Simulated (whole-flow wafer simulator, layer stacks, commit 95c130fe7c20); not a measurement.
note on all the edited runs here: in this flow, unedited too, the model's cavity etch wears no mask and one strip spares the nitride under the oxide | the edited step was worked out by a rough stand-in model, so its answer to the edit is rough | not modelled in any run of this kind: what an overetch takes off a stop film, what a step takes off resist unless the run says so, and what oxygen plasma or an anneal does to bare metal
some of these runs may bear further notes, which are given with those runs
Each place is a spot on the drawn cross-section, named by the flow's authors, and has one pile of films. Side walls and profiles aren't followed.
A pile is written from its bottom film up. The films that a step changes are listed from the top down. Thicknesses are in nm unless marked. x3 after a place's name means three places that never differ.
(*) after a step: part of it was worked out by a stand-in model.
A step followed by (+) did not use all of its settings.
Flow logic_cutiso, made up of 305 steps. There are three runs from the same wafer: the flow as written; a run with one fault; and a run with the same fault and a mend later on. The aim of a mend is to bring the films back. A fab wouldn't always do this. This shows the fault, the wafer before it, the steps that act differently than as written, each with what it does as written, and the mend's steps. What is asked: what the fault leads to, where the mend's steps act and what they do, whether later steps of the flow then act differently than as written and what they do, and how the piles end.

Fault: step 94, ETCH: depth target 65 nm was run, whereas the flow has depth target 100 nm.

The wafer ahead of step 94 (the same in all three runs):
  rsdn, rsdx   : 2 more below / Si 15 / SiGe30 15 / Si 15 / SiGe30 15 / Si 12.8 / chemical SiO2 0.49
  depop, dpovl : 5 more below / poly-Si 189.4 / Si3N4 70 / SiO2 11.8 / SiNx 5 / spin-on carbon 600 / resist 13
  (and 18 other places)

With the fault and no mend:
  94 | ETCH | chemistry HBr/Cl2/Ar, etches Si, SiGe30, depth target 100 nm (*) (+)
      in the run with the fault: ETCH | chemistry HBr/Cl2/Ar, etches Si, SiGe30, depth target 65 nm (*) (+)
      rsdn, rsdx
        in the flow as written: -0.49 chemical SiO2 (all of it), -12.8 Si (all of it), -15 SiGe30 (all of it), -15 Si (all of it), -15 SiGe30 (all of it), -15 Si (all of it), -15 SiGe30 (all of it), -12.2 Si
        in the run with the fault: -0.49 chemical SiO2 (all of it), -12.8 Si (all of it), -15 SiGe30 (all of it), -15 Si (all of it), -15 SiGe30 (all of it), -7.17 Si
  Steps later in the flow that act otherwise than as written (21 more steps, not shown, differ only slightly: by at most 2% or 0.5 nm, whichever is larger):
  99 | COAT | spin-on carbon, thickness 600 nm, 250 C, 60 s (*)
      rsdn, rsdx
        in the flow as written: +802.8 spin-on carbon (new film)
        in the run with the fault: +773.6 spin-on carbon (new film)
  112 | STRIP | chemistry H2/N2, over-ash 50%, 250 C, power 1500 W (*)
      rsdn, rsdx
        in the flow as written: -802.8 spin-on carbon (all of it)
        in the run with the fault: -773.6 spin-on carbon (all of it)
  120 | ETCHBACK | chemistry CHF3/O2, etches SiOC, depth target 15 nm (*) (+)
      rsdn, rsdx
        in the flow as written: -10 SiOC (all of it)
        in the run with the fault: -10 SiOC (all of it), -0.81 Si
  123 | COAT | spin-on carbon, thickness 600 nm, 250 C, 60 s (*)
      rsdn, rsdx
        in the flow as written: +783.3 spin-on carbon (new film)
        in the run with the fault: +753.7 spin-on carbon (new film)
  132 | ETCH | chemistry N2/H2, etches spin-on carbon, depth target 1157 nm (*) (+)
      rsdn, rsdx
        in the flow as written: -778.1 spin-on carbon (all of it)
        in the run with the fault: -748.4 spin-on carbon (all of it), -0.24 SiO2
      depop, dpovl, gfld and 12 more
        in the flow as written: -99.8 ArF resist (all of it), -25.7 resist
        in the run with the fault: -99.8 ArF resist (all of it), -25.1 resist
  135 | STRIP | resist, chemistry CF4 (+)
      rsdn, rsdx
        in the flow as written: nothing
        in the run with the fault: -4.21 Si
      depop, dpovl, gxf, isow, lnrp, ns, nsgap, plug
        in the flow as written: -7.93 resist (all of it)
        in the run with the fault: -8.6 resist (all of it)
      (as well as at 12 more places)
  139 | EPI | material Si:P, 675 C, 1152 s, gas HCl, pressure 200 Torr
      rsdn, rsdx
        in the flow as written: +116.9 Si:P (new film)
        in the run with the fault: +87.1 Si:P (new film)
  At rsdn, rsdx, the piles at the end differ from the flow's by more than 2% or 0.5 nm, whichever is larger.
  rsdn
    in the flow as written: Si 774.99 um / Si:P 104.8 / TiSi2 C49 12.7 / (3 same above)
    in the run with the fault: Si 775 um / SiGe30 15 / Si 1.83 / Si:P 74.9 / TiSi2 C49 12.7 / (3 same above)
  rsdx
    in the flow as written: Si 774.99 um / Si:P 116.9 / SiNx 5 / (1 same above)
    in the run with the fault: Si 775 um / SiGe30 15 / Si 1.83 / Si:P 87.1 / SiNx 5 / (1 same above)

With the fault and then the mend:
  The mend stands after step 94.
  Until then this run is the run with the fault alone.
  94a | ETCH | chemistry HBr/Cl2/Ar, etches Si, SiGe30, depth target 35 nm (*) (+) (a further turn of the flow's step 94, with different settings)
      rsdn, rsdx
        -7.83 Si (all of it), -15 SiGe30 (all of it), -12.2 Si
  Later steps of the flow that are run all act as written at every place that is followed.
  By the end, the piles equal the flow's at every place that both follow.
